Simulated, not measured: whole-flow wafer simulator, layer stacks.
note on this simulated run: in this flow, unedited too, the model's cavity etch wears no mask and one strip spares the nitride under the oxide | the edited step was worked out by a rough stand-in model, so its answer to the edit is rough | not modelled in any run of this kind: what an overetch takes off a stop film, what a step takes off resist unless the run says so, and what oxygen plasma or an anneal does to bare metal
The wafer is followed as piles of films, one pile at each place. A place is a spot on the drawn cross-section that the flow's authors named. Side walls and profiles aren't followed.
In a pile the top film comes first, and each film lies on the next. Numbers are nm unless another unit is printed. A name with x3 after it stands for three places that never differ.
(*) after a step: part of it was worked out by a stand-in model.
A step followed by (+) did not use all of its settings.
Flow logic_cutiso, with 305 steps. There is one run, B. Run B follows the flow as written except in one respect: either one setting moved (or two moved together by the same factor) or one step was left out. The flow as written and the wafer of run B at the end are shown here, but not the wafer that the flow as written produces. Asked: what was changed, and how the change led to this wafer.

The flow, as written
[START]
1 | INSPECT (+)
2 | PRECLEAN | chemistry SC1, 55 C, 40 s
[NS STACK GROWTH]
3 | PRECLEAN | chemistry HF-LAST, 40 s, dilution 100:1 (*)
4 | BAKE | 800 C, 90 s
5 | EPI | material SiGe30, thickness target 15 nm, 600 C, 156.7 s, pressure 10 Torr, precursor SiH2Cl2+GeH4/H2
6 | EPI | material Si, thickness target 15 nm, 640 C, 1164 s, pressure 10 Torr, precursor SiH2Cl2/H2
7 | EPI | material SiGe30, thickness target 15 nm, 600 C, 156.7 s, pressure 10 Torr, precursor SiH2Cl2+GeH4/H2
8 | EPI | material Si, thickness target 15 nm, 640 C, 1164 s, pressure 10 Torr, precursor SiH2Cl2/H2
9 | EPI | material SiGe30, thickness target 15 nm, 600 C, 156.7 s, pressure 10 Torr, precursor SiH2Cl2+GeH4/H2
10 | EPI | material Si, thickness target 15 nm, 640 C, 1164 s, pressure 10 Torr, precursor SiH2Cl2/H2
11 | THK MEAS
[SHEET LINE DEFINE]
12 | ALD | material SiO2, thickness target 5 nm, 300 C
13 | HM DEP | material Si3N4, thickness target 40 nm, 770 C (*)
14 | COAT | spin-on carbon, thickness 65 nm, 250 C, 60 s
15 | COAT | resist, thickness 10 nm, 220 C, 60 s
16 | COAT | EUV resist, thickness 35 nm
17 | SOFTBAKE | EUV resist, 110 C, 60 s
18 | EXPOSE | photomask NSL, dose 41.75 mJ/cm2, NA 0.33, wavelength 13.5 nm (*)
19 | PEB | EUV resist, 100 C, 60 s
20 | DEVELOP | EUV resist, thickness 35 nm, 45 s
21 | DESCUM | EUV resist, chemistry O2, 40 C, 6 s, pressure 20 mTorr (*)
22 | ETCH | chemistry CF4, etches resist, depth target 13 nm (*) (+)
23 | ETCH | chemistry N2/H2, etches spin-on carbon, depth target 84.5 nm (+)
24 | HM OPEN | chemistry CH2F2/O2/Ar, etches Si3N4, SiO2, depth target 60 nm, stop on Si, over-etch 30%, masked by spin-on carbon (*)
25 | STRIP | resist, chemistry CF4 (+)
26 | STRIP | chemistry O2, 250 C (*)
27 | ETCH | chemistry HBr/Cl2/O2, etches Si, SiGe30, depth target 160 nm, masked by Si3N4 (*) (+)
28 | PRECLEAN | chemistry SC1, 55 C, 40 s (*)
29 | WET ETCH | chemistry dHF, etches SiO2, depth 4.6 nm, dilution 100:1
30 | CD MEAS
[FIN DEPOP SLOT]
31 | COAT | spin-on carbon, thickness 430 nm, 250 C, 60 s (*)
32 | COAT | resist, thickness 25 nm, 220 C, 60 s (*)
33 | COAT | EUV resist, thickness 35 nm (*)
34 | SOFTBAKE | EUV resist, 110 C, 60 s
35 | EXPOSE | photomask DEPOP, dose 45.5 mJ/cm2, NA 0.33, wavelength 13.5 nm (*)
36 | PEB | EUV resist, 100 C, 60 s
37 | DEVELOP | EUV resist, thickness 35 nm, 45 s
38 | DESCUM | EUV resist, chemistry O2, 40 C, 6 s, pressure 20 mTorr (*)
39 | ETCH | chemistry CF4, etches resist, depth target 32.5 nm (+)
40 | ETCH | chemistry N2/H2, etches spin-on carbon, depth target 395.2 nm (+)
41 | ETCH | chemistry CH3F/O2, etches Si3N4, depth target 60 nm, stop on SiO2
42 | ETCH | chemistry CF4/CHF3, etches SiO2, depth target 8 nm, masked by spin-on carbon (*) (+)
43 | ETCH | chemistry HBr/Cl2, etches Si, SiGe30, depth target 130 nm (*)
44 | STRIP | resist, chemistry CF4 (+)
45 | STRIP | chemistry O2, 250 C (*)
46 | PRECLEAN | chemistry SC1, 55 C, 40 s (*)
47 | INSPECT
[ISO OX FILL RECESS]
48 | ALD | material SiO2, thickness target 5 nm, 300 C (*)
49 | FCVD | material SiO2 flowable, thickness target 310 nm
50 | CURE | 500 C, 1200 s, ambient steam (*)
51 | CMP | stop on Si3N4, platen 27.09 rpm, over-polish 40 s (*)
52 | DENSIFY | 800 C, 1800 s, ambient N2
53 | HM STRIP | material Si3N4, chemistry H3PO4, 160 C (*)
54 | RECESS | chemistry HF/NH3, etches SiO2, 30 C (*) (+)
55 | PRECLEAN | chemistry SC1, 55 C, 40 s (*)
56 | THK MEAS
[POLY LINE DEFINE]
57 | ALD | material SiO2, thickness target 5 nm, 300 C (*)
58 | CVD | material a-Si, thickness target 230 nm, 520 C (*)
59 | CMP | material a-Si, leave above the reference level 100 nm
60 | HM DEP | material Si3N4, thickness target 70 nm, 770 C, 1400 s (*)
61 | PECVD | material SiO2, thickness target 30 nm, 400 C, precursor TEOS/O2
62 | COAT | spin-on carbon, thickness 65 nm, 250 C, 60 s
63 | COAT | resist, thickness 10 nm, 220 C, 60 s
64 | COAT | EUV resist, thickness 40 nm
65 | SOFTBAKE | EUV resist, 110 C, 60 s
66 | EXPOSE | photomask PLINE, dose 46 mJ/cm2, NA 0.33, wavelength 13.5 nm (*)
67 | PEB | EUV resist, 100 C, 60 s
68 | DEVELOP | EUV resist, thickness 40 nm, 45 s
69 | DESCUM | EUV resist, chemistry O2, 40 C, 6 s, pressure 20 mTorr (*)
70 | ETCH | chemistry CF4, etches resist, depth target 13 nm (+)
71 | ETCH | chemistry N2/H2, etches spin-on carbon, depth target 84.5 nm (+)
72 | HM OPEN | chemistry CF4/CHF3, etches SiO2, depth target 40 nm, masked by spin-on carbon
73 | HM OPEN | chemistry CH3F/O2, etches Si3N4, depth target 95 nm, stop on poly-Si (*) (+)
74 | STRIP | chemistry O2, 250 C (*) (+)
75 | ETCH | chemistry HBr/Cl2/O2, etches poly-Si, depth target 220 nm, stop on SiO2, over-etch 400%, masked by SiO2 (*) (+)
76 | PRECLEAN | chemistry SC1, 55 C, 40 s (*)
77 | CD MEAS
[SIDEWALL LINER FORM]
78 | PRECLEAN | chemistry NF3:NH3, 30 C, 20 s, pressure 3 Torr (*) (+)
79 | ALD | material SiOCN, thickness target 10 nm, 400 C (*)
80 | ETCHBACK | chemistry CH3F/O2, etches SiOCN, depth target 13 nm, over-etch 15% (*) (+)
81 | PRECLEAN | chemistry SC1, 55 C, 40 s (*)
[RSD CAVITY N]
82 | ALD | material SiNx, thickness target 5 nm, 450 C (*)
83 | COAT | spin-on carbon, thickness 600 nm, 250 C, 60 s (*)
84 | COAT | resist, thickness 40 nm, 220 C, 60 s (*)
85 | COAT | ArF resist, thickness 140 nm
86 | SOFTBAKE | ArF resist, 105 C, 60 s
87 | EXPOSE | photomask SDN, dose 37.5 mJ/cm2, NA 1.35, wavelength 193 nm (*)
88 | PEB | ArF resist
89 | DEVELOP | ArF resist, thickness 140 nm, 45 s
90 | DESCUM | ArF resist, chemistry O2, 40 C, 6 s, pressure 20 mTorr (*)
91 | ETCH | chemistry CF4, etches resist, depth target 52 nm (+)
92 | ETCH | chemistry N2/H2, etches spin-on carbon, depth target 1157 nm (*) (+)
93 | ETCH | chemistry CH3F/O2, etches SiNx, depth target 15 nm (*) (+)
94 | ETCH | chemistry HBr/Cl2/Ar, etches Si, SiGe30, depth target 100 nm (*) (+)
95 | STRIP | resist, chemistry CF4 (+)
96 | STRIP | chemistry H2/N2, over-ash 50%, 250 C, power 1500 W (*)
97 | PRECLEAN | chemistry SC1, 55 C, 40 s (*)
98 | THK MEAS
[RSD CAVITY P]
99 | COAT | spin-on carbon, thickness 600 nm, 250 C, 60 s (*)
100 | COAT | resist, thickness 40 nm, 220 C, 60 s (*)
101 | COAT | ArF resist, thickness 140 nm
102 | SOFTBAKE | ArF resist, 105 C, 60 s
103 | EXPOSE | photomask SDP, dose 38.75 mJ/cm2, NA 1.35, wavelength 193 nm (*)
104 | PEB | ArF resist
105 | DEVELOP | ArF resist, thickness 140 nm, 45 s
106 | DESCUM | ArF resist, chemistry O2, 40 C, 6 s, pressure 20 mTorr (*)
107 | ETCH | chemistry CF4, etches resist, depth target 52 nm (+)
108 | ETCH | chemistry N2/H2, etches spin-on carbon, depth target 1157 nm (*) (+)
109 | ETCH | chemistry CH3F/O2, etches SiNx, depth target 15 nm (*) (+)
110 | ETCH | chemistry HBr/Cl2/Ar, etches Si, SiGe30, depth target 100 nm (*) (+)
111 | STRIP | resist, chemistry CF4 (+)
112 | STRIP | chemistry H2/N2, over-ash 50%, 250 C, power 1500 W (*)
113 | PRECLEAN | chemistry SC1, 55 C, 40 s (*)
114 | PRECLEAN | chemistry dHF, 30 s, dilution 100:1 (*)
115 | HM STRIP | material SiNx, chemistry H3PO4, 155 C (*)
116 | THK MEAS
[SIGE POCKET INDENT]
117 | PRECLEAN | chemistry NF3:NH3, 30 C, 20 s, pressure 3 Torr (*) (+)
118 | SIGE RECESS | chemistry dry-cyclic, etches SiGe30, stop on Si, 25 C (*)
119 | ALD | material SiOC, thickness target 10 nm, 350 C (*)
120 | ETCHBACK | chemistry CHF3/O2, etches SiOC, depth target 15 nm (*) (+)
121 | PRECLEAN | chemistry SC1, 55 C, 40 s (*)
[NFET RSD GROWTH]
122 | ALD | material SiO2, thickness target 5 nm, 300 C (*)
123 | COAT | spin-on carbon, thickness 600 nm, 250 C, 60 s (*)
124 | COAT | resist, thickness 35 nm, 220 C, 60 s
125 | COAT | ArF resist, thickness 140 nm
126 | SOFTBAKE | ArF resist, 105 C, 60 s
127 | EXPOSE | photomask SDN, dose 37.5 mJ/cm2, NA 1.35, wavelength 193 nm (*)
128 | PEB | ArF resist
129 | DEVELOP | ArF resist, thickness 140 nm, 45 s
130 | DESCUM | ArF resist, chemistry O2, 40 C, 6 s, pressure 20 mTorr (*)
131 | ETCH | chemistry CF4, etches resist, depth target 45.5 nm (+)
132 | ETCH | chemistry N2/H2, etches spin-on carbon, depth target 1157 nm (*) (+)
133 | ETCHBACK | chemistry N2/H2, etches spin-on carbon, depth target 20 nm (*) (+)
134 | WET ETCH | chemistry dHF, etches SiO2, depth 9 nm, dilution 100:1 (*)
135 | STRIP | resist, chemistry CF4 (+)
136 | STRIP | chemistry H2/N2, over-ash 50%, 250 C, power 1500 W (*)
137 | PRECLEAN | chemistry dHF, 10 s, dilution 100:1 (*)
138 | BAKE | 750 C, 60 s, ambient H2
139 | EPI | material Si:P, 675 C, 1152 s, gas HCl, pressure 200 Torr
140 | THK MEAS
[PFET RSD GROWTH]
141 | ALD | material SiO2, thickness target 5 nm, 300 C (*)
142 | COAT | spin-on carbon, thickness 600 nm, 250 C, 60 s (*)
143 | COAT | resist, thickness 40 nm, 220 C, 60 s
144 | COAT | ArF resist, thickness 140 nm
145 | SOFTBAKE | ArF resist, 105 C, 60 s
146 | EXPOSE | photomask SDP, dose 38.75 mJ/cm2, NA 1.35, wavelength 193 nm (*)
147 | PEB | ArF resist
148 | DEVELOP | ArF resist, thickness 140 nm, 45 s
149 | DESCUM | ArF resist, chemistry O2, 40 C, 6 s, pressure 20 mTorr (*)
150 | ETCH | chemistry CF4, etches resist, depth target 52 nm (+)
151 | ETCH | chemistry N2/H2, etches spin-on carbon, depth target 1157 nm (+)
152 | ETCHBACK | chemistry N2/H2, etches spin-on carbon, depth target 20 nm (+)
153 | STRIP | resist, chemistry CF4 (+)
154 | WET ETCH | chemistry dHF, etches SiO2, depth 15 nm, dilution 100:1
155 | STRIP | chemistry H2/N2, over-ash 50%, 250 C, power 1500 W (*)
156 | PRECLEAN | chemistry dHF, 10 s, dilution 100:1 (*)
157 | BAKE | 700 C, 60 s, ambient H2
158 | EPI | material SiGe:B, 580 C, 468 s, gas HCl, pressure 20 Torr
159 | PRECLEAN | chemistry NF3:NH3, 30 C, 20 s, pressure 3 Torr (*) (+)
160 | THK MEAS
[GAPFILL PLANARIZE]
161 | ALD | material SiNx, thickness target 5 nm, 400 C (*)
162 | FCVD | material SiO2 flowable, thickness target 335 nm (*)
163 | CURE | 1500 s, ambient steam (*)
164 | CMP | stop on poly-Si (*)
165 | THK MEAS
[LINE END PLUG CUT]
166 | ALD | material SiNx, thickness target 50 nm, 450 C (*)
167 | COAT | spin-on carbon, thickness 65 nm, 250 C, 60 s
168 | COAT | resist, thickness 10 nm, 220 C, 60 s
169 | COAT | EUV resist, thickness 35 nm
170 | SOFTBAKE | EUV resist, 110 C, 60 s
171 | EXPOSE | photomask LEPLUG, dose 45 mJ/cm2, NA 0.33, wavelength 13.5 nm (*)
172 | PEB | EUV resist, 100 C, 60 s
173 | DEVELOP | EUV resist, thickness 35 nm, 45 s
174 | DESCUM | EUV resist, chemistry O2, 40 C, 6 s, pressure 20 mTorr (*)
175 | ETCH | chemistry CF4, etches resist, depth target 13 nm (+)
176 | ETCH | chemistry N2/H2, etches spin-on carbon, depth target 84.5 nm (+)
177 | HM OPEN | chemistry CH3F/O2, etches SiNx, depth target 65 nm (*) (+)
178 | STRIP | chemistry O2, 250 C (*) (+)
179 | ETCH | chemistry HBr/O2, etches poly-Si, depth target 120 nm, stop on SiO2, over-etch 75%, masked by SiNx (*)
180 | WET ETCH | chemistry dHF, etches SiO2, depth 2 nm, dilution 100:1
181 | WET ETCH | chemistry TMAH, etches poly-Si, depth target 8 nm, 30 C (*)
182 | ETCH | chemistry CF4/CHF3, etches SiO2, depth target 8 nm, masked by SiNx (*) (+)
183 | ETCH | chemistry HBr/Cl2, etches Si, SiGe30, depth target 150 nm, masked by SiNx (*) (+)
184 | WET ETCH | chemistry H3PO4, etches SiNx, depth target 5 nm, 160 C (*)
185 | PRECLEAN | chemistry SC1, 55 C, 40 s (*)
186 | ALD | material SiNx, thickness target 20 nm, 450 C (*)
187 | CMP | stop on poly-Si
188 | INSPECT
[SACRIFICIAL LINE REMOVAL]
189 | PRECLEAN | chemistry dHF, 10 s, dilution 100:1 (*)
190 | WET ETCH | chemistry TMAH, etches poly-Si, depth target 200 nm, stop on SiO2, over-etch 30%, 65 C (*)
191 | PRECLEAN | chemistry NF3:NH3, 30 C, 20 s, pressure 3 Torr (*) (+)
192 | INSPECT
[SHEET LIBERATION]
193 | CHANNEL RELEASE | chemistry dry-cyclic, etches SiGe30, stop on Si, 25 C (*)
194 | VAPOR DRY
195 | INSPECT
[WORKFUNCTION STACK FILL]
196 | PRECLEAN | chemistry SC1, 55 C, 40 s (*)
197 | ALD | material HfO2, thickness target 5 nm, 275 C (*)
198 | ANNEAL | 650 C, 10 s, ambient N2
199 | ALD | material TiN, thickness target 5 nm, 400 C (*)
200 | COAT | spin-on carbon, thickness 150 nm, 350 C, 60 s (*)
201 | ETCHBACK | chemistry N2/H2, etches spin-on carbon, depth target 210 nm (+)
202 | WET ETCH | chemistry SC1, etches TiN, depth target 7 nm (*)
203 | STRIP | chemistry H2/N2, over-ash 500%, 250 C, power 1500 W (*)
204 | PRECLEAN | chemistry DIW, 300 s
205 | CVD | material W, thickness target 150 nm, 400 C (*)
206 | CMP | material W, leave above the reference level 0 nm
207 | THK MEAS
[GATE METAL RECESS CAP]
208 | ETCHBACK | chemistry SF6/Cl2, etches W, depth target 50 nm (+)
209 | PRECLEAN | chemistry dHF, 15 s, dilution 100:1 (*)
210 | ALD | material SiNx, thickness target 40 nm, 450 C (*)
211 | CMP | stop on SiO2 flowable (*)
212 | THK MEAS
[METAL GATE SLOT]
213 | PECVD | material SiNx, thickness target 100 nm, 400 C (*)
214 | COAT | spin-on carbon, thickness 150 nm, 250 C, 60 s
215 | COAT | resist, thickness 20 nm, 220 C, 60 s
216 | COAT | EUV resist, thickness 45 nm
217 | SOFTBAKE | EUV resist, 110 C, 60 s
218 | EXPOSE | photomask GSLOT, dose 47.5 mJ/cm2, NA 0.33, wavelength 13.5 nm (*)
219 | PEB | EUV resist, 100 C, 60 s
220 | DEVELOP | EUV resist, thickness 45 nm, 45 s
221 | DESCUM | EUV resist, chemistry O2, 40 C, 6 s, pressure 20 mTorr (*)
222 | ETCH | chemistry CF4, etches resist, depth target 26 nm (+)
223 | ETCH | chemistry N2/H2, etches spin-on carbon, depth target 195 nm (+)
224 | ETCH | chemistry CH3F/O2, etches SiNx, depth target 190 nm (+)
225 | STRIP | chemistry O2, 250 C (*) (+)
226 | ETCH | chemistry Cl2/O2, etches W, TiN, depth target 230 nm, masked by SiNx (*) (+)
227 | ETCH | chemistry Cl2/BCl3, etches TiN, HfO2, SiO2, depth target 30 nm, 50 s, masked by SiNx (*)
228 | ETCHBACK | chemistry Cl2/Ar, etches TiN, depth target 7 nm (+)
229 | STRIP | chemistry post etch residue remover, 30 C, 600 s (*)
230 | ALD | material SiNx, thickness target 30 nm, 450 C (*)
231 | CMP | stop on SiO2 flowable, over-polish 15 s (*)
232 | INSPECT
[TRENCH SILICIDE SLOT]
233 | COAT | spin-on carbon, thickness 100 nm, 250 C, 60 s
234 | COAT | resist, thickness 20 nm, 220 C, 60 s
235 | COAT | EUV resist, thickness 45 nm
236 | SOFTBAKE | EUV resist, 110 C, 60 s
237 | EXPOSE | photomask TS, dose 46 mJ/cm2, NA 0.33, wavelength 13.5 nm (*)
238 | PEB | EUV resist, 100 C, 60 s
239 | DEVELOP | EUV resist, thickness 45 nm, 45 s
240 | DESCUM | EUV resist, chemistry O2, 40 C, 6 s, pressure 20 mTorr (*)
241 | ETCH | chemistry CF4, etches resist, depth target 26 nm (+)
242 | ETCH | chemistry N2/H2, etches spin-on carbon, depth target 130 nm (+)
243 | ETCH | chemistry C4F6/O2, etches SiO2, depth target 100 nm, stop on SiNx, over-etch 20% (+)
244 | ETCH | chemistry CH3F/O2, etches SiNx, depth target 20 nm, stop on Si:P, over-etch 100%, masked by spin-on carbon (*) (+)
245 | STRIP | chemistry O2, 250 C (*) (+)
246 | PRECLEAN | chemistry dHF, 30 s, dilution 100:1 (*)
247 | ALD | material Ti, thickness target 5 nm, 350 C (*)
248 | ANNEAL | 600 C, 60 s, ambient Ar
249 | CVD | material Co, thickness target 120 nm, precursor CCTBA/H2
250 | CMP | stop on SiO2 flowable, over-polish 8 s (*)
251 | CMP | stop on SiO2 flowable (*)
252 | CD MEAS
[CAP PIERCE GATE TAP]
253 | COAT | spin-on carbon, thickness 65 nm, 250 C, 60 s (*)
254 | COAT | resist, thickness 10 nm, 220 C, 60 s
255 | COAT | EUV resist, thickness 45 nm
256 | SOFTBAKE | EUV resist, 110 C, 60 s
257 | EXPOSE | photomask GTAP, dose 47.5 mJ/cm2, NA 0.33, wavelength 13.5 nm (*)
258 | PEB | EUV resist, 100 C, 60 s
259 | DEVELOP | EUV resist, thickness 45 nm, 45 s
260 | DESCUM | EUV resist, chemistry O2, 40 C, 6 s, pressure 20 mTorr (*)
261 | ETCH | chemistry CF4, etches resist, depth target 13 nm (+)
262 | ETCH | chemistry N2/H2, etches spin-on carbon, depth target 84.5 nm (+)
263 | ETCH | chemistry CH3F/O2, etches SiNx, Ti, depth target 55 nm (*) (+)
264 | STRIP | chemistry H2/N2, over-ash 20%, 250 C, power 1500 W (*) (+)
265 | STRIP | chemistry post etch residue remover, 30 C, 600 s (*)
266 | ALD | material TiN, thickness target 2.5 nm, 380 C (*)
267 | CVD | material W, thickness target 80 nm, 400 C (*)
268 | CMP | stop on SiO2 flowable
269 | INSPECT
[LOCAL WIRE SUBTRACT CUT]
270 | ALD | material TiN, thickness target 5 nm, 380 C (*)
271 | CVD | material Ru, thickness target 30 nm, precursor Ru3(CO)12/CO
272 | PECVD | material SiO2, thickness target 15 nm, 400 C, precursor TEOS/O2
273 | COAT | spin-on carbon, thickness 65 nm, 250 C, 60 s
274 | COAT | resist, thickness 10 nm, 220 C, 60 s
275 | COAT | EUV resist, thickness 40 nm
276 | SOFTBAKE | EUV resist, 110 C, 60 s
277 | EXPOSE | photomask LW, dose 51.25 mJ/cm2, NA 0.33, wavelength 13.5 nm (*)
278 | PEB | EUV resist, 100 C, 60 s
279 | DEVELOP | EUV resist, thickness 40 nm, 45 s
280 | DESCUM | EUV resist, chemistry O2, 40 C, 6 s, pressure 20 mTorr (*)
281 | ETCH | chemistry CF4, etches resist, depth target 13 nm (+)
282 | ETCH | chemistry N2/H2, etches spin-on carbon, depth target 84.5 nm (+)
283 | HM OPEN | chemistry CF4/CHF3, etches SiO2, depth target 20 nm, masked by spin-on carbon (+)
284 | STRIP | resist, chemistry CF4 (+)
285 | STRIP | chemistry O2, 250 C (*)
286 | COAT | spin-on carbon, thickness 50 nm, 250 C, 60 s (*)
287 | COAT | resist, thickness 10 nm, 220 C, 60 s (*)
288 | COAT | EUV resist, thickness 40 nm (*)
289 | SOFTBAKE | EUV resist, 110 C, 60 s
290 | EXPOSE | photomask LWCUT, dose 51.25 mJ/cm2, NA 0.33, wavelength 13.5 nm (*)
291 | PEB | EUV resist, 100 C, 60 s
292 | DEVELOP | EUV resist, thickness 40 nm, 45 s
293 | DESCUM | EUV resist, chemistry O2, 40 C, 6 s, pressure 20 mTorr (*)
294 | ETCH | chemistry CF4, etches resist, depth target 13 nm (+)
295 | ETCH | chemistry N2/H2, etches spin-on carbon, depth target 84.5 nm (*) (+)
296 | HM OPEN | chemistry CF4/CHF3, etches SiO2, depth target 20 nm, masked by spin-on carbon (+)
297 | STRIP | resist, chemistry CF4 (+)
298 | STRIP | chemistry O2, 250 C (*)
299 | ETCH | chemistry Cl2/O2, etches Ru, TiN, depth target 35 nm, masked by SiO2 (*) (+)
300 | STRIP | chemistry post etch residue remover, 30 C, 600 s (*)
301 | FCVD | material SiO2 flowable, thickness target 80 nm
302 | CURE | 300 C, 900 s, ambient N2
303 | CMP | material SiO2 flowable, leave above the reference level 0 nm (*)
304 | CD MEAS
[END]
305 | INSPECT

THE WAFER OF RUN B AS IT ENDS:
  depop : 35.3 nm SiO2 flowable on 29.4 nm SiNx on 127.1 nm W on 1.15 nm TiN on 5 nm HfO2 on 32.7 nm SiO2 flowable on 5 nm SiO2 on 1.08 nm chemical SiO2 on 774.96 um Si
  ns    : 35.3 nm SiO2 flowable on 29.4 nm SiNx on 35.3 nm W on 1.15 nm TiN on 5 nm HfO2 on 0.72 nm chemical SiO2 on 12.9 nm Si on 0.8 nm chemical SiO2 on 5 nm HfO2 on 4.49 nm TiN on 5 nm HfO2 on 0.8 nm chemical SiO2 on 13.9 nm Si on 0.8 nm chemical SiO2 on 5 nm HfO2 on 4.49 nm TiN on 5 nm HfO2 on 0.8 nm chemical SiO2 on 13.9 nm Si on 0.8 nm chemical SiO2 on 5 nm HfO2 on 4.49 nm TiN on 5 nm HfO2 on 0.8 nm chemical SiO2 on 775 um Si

Cause: step 202, WET ETCH: depth target 3.85 nm was run, though the flow has depth target 7 nm.

How this came from the change, step by step:
  202 | WET ETCH | chemistry SC1, etches TiN, depth target 7 nm (*)
      depop, dpovl, iso and 12 more: TiN loses 3.85 (it would be, as written: TiN loses 5 (all of it))
  206 | CMP | material W, leave above the reference level 0 nm
      lnr, lnri, lnrp, lnrt: W loses 150 (all of it), TiN loses 1.15 (all of it), HfO2 loses 5 (all of it), SiOCN loses 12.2 (it would be, as written: W loses 150 (all of it), HfO2 loses 5 (all of it), SiOCN loses 12.2)
      rsdn, rsdp, rsdw, rsdx: W loses 162.2 (all of it), TiN loses 1.15 (all of it), HfO2 loses 5 (all of it) (it would be, as written: W loses 162.2 (all of it), HfO2 loses 5 (all of it))
      (also at 2 further places)
